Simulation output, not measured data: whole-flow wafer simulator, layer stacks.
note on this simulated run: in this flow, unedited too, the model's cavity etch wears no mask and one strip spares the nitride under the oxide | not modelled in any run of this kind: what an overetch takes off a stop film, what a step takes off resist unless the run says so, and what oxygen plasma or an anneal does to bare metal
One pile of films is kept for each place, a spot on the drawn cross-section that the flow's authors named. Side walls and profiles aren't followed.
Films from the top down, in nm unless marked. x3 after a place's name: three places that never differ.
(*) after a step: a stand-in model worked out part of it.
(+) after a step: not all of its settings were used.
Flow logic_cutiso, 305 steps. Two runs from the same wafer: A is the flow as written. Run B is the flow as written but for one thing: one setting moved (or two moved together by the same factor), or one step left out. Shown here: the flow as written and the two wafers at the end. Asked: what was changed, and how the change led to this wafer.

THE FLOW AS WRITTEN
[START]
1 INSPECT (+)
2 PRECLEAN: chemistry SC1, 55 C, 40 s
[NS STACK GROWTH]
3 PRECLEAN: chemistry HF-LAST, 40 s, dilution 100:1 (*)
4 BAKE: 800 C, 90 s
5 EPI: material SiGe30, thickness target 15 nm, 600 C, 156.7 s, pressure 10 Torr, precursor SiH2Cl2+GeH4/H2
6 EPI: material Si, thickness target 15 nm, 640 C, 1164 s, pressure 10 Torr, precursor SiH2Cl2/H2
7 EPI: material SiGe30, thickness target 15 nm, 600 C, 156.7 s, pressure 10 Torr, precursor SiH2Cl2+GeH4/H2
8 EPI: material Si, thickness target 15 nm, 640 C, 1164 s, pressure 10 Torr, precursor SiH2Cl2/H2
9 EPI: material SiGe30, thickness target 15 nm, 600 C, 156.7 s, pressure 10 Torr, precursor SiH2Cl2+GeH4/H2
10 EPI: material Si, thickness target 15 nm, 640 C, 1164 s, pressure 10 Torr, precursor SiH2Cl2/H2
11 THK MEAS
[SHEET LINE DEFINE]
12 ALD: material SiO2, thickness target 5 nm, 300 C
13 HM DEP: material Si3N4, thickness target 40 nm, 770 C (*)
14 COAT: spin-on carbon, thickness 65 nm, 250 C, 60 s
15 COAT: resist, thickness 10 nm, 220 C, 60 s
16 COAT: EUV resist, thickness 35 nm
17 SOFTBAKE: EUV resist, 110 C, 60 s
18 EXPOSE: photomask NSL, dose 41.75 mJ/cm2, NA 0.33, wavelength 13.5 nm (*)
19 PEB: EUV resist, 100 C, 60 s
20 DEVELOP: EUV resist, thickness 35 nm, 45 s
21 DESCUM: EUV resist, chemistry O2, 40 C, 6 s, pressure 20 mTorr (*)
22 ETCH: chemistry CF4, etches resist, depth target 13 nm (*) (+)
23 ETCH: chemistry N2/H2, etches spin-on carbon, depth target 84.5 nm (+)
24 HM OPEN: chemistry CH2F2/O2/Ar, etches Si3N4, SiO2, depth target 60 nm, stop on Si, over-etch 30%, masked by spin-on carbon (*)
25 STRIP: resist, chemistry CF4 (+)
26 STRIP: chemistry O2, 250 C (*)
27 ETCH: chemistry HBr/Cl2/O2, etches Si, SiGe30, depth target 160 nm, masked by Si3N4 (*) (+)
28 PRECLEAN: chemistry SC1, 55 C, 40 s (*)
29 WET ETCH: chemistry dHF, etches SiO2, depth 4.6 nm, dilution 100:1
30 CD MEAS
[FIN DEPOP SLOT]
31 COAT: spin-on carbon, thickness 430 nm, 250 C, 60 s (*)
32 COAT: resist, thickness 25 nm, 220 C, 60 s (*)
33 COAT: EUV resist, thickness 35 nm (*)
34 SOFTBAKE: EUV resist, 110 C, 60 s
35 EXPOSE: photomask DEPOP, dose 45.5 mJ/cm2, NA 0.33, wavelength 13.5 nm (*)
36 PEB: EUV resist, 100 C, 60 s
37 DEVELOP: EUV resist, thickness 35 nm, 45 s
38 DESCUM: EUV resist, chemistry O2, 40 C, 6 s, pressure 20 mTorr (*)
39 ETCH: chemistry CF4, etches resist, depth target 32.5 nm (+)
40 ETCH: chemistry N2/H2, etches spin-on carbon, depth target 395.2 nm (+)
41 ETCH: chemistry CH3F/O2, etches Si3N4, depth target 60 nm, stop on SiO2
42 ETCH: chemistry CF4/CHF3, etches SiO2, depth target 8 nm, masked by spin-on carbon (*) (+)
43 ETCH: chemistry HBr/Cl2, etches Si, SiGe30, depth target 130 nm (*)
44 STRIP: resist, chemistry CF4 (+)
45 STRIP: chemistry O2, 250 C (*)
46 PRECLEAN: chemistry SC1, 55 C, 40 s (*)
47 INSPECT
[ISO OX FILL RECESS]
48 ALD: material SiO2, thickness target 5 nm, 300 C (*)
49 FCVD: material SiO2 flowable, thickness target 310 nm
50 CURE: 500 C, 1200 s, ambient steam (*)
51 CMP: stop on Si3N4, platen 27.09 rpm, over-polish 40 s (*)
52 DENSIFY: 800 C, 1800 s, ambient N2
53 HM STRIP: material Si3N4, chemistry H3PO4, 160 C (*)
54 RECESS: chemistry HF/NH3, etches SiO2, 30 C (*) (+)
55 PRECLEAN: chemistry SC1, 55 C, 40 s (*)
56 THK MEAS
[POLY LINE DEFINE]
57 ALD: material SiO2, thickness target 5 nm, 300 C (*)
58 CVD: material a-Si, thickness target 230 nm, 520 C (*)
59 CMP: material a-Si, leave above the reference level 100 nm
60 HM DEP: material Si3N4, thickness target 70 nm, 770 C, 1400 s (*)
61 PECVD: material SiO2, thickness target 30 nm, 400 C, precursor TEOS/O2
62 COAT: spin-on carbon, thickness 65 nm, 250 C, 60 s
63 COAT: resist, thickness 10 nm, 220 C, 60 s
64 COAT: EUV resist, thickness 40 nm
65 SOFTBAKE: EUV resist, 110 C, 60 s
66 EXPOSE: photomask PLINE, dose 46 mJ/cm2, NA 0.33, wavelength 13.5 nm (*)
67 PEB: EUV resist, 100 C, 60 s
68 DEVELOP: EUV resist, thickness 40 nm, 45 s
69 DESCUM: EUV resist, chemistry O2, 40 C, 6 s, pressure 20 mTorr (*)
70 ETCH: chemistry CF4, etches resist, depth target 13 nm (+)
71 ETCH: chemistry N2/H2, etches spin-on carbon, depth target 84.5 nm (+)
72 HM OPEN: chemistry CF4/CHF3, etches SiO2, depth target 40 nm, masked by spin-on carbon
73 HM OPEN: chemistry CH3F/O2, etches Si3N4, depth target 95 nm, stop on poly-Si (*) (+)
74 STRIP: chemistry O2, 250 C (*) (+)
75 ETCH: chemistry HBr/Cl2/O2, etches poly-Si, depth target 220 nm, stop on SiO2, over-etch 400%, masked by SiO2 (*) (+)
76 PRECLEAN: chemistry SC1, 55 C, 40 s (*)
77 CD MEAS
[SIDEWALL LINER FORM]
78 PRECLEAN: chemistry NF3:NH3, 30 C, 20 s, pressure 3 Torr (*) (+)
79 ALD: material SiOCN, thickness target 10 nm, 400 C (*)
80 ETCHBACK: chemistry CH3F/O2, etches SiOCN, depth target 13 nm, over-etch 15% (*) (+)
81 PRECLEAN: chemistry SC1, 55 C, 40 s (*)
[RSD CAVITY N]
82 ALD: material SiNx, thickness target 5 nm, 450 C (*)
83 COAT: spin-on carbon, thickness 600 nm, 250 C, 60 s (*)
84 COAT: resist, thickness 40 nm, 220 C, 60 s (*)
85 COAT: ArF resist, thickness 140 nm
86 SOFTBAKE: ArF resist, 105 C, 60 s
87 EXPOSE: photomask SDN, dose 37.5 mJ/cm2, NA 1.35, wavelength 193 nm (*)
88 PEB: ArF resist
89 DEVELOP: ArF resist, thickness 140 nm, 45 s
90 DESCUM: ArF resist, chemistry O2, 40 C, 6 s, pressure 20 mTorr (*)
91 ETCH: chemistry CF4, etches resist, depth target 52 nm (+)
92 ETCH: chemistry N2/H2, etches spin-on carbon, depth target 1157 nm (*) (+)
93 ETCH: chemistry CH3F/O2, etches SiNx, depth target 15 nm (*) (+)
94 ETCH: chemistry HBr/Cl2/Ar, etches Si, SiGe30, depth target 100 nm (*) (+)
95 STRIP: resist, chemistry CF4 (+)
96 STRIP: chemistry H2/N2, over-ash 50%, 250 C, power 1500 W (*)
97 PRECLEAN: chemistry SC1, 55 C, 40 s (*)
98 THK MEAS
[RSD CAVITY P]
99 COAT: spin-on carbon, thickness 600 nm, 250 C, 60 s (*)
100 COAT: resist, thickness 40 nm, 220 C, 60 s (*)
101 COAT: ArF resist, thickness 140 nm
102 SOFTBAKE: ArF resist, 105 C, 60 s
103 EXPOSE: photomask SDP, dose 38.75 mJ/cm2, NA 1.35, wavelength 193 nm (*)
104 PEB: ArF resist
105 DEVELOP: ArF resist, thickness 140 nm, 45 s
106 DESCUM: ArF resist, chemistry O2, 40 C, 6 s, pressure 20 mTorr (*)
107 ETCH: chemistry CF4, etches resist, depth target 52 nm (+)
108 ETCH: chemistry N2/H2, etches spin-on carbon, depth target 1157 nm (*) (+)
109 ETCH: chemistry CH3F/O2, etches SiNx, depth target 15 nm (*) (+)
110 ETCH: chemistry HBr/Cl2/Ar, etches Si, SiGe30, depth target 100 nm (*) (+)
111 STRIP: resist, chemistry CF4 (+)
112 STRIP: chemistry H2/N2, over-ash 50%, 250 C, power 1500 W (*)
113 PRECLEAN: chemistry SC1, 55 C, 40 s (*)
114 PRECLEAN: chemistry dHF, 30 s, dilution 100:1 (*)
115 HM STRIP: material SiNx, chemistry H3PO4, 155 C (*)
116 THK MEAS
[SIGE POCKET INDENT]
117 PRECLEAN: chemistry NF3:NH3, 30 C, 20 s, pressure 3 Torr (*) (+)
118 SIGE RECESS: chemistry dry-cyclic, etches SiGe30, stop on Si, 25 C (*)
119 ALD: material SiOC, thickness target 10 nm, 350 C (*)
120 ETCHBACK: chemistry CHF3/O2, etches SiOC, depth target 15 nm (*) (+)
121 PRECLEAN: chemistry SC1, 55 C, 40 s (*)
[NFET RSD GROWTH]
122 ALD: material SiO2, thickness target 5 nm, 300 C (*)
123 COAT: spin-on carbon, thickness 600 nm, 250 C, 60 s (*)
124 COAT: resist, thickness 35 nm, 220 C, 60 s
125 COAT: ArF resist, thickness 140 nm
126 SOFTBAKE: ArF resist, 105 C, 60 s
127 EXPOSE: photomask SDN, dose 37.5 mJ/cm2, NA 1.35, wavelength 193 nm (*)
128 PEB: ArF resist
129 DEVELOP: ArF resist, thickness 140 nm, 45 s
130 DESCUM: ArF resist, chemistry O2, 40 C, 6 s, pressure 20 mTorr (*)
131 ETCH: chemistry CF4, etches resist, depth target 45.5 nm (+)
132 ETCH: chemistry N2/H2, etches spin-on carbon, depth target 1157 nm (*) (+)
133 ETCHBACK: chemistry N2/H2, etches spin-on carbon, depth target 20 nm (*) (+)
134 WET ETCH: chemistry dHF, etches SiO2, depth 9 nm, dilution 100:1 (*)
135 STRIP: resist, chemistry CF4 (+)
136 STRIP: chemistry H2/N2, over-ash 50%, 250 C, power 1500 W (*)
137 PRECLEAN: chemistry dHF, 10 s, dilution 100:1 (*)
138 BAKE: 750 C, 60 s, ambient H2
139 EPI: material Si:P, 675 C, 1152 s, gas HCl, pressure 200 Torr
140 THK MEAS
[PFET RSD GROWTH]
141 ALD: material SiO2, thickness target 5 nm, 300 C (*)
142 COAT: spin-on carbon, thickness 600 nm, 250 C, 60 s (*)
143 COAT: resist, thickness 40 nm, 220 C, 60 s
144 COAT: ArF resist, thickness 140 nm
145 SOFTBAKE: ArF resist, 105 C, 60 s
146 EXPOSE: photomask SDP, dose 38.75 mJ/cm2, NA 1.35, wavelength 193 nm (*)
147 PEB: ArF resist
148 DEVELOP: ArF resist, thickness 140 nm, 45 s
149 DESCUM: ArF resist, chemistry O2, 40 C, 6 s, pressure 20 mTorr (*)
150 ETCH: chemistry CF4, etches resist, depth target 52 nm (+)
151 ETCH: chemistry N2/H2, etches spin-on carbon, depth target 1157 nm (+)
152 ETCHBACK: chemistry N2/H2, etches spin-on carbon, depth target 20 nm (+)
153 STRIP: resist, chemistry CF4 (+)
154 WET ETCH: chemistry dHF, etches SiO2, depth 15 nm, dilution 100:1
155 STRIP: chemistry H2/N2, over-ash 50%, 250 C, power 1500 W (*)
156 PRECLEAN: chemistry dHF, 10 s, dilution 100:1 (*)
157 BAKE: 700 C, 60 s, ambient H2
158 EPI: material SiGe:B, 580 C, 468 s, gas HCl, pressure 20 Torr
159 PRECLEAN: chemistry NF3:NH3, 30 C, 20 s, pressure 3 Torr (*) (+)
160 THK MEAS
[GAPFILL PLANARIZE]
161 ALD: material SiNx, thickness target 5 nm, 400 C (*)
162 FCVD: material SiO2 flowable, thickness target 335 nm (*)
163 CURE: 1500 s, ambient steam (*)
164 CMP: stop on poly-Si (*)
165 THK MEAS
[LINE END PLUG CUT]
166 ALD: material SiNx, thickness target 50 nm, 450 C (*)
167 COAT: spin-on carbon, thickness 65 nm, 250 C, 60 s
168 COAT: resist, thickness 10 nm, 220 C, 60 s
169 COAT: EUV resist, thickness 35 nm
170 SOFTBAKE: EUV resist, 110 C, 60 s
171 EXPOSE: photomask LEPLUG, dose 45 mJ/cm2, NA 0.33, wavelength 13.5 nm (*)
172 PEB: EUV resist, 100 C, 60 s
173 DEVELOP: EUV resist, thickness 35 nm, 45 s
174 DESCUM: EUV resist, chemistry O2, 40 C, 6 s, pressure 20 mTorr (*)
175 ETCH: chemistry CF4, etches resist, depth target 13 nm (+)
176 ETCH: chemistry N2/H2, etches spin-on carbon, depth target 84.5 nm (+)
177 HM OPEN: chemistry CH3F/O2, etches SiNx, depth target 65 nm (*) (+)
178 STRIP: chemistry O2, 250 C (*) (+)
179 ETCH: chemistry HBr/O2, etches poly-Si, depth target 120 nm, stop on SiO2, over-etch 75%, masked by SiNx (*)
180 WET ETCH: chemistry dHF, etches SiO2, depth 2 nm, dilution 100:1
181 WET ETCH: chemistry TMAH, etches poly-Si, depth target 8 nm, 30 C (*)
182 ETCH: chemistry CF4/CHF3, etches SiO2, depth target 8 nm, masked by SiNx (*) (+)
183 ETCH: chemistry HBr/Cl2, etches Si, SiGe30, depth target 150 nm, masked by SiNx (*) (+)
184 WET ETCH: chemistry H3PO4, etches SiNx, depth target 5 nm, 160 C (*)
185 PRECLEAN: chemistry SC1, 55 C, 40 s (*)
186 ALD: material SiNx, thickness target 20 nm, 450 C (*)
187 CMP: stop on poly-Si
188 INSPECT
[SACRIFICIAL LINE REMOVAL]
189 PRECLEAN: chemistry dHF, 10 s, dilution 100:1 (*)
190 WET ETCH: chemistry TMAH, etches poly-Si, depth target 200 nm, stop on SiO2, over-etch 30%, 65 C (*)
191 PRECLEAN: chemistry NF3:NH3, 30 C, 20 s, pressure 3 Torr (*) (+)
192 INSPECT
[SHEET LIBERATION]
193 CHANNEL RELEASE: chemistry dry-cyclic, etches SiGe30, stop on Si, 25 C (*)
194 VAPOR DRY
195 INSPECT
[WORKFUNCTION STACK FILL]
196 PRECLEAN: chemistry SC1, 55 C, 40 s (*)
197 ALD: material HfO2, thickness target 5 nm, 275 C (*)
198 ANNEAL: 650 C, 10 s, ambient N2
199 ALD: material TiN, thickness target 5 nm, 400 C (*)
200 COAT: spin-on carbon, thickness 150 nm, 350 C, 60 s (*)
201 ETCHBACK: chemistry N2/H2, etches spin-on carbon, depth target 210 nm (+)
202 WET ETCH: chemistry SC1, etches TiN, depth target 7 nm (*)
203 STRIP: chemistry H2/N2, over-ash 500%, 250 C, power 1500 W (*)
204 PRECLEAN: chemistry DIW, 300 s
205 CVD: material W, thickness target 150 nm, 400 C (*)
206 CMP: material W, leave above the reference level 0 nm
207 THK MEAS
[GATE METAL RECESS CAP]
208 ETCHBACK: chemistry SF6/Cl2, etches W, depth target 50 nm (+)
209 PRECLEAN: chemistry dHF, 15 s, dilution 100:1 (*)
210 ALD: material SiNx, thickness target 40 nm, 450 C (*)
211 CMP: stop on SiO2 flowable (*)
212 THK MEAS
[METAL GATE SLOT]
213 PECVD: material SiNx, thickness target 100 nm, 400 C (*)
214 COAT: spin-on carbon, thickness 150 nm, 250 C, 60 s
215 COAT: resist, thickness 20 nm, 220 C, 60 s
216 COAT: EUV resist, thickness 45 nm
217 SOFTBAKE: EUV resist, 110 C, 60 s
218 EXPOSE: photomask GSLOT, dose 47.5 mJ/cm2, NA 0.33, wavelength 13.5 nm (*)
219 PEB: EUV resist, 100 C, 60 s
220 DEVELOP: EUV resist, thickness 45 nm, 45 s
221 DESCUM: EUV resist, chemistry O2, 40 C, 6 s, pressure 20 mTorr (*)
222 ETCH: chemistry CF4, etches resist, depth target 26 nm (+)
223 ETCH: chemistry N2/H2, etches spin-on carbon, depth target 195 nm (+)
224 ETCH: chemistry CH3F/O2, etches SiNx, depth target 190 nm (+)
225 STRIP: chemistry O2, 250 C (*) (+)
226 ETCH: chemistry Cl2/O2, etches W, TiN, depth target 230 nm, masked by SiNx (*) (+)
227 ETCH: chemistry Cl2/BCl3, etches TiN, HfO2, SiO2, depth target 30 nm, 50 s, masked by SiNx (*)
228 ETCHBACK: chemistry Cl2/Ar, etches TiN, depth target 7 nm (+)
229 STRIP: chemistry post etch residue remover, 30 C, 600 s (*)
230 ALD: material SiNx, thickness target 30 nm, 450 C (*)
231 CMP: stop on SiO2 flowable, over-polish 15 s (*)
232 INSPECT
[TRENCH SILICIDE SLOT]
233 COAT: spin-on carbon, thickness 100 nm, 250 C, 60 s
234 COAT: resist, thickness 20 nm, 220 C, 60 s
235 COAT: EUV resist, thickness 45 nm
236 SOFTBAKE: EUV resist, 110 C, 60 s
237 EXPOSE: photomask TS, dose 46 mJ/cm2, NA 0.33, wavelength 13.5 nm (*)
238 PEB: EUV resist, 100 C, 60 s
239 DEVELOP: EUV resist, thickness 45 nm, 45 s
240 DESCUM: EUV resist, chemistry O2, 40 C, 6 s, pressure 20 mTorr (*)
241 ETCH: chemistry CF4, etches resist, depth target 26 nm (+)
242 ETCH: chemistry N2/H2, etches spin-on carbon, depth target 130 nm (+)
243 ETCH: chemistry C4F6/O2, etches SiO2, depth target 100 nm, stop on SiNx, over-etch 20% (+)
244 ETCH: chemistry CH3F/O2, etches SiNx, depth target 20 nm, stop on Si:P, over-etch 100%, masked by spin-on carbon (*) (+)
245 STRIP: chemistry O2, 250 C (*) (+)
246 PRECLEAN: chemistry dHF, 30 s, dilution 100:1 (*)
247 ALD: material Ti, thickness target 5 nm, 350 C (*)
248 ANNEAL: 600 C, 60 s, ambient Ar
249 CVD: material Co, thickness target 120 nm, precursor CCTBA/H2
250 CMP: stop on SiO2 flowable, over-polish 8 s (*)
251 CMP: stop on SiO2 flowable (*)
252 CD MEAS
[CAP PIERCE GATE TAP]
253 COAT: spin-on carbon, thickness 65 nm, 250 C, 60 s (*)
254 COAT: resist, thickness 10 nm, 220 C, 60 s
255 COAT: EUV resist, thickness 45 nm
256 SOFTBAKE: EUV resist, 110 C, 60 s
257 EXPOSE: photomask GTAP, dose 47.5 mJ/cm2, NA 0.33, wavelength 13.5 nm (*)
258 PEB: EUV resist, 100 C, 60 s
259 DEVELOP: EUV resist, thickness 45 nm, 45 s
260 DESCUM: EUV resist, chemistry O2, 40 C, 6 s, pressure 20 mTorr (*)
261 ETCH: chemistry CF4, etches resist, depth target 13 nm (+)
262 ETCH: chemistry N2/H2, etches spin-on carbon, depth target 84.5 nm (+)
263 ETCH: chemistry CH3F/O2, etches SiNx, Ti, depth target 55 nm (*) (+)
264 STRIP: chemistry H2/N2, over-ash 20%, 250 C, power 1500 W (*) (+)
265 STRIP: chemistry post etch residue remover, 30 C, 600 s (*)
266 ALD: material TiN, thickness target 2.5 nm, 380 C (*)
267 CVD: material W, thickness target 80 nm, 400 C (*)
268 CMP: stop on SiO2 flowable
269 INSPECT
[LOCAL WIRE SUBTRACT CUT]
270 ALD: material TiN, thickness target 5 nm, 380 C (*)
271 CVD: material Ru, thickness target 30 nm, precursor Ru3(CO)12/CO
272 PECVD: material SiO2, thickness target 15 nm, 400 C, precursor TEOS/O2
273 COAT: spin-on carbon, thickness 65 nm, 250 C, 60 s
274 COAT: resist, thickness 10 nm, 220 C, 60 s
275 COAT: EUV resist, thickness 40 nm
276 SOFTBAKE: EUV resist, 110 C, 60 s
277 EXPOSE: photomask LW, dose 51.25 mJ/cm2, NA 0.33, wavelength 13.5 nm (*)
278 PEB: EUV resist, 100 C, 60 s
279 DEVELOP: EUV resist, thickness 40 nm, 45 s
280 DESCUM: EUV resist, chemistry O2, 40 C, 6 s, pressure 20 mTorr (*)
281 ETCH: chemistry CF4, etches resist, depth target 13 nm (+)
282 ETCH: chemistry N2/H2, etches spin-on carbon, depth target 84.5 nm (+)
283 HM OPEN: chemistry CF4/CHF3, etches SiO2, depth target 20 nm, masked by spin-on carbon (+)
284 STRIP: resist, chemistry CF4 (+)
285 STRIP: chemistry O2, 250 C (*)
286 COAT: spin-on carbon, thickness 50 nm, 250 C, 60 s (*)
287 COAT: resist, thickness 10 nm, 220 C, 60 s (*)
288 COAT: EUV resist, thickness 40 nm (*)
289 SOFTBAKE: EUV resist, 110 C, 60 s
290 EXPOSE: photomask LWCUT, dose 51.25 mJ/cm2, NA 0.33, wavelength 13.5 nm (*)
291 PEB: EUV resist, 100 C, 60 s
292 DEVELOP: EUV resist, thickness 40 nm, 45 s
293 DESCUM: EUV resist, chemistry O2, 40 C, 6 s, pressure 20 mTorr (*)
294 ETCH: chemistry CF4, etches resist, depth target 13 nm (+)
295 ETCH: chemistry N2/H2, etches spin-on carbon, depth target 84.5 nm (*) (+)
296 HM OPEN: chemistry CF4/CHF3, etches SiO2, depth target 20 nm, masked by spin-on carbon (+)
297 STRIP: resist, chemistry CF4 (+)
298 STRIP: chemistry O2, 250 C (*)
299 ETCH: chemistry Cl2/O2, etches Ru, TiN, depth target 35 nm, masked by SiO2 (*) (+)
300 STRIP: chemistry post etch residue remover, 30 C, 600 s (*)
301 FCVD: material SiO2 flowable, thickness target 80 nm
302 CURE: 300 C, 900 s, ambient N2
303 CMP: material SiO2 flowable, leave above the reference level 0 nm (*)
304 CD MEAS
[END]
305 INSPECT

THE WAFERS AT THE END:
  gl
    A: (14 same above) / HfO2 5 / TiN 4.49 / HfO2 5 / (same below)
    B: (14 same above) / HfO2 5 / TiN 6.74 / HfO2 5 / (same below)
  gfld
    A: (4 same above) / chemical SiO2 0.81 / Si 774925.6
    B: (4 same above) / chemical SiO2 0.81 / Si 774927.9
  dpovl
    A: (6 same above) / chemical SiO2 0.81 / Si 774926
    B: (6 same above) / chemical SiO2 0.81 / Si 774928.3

The cause: step 7, EPI: 180.2 s was run, where the flow has 156.7 s.

How the change led to this, step by step:
  7 EPI: material SiGe30, thickness target 15 nm, 600 C, 156.7 s, pressure 10 Torr, precursor SiH2Cl2+GeH4/H2
      depop, dpovl, gfld and 19 more: A SiGe30 +15 (new film) | B SiGe30 +17.3 (new film)
  27 ETCH: chemistry HBr/Cl2/O2, etches Si, SiGe30, depth target 160 nm, masked by Si3N4 (*) (+)
      gfld, gxf, iso, lnri: A chemical SiO2 -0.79 (all of it), Si -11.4 (all of it), SiGe30 -15 (all of it), Si -15 (all of it), SiGe30 -15 (all of it), Si -15 (all of it), SiGe30 -15 (all of it), Si -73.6 | B chemical SiO2 -0.79 (all of it), Si -11.4 (all of it), SiGe30 -15 (all of it), Si -15 (all of it), SiGe30 -17.3 (all of it), Si -15 (all of it), SiGe30 -15 (all of it), Si -71.4
      dpovl, nsgap: A chemical SiO2 -0.79 (all of it), Si -11.8 (all of it), SiGe30 -15 (all of it), Si -15 (all of it), SiGe30 -15 (all of it), Si -15 (all of it), SiGe30 -15 (all of it), Si -73.2 | B chemical SiO2 -0.79 (all of it), Si -11.8 (all of it), SiGe30 -15 (all of it), Si -15 (all of it), SiGe30 -17.3 (all of it), Si -15 (all of it), SiGe30 -15 (all of it), Si -71
      (and at 1 more place)
  43 ETCH: chemistry HBr/Cl2, etches Si, SiGe30, depth target 130 nm (*)
      depop: A Si -14 (all of it), SiGe30 -15 (all of it), Si -15 (all of it), SiGe30 -15 (all of it), Si -15 (all of it), SiGe30 -15 (all of it), Si -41 | B Si -14 (all of it), SiGe30 -15 (all of it), Si -15 (all of it), SiGe30 -17.3 (all of it), Si -15 (all of it), SiGe30 -15 (all of it), Si -38.7
  94 ETCH: chemistry HBr/Cl2/Ar, etches Si, SiGe30, depth target 100 nm (*) (+)
      rsdn, rsdx: A chemical SiO2 -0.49 (all of it), Si -12.8 (all of it), SiGe30 -15 (all of it), Si -15 (all of it), SiGe30 -15 (all of it), Si -15 (all of it), SiGe30 -15 (all of it), Si -12.2 | B chemical SiO2 -0.49 (all of it), Si -12.8 (all of it), SiGe30 -15 (all of it), Si -15 (all of it), SiGe30 -17.3 (all of it), Si -15 (all of it), SiGe30 -15 (all of it), Si -9.91
  110 ETCH: chemistry HBr/Cl2/Ar, etches Si, SiGe30, depth target 100 nm (*) (+)
      rsdp, rsdw: A chemical SiO2 -0.49 (all of it), Si -12.8 (all of it), SiGe30 -15 (all of it), Si -15 (all of it), SiGe30 -15 (all of it), Si -15 (all of it), SiGe30 -15 (all of it), Si -12.2 | B chemical SiO2 -0.49 (all of it), Si -12.8 (all of it), SiGe30 -15 (all of it), Si -15 (all of it), SiGe30 -17.3 (all of it), Si -15 (all of it), SiGe30 -15 (all of it), Si -9.91
  118 SIGE RECESS: chemistry dry-cyclic, etches SiGe30, stop on Si, 25 C (*)
      lnr, lnrp, lnrt: A SiOCN -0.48, Si -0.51, cavity +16 (new film), SiGe30 -15 (all of it), Si -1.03, cavity +16 (new film), SiGe30 -15 (all of it), Si -1.03, cavity +16 (new film), SiGe30 -15 (all of it), Si -0.51 | B SiOCN -0.48, Si -0.51, cavity +16 (new film), SiGe30 -15 (all of it), Si -1.03, cavity +18.3 (new film), SiGe30 -17.3 (all of it), Si -1.03, cavity +16 (new film), SiGe30 -15 (all of it), Si -0.51
  119 ALD: material SiOC, thickness target 10 nm, 350 C (*)
      lnr, lnrp, lnrt: A SiOC +10 (new film), SiOC +16 (new film), cavity -16 (all of it), SiOC +16 (new film), cavity -16 (all of it), SiOC +16 (new film), cavity -16 (all of it) | B SiOC +10 (new film), SiOC +16 (new film), cavity -16 (all of it), SiOC +18.3 (new film), cavity -18.3 (all of it), SiOC +16 (new film), cavity -16 (all of it)
  183 ETCH: chemistry HBr/Cl2, etches Si, SiGe30, depth target 150 nm, masked by SiNx (*) (+)
      plug: A Si -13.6 (all of it), SiGe30 -15 (all of it), Si -15 (all of it), SiGe30 -15 (all of it), Si -15 (all of it), SiGe30 -15 (all of it), Si -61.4 | B Si -13.6 (all of it), SiGe30 -15 (all of it), Si -15 (all of it), SiGe30 -17.3 (all of it), Si -15 (all of it), SiGe30 -15 (all of it), Si -59.2
  193 CHANNEL RELEASE: chemistry dry-cyclic, etches SiGe30, stop on Si, 25 C (*)
      gl, glp, gxn, gxp, ns, tap: A chemical SiO2 +0.8 (new film), Si -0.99, chemical SiO2 +0.8 (new film), cavity +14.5 (new film), chemical SiO2 +0.8 (new film), SiGe30 -15 (all of it), Si -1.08, chemical SiO2 +0.8 (new film), cavity +14.5 (new film), chemical SiO2 +0.8 (new film), SiGe30 -15 (all of it), Si -1.08, chemical SiO2 +0.8 (new film), cavity +14.5 (new film), chemical SiO2 +0.8 (new film), SiGe30 -15 (all of it), Si -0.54 | B chemical SiO2 +0.8 (new film), Si -0.99, chemical SiO2 +0.8 (new film), cavity +14.5 (new film), chemical SiO2 +0.8 (new film), SiGe30 -15 (all of it), Si -1.08, chemical SiO2 +0.8 (new film), cavity +16.7 (new film), chemical SiO2 +0.8 (new film), SiGe30 -17.3 (all of it), Si -1.08, chemical SiO2 +0.8 (new film), cavity +14.5 (new film), chemical SiO2 +0.8 (new film), SiGe30 -15 (all of it), Si -0.54
  199 ALD: material TiN, thickness target 5 nm, 400 C (*)
      gl, glp, tap: A TiN +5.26 (new film), TiN +4.49 (new film), cavity -4.49 (all of it), TiN +4.49 (new film), cavity -4.49 (all of it), TiN +4.49 (new film), cavity -4.49 (all of it) | B TiN +5.26 (new film), TiN +4.49 (new film), cavity -4.49 (all of it), TiN +6.74 (new film), cavity -6.74 (all of it), TiN +4.49 (new film), cavity -4.49 (all of it)
      gxn, gxp, ns: A TiN +5 (new film), TiN +4.49 (new film), cavity -4.49 (all of it), TiN +4.49 (new film), cavity -4.49 (all of it), TiN +4.49 (new film), cavity -4.49 (all of it) | B TiN +5 (new film), TiN +4.49 (new film), cavity -4.49 (all of it), TiN +6.74 (new film), cavity -6.74 (all of it), TiN +4.49 (new film), cavity -4.49 (all of it)
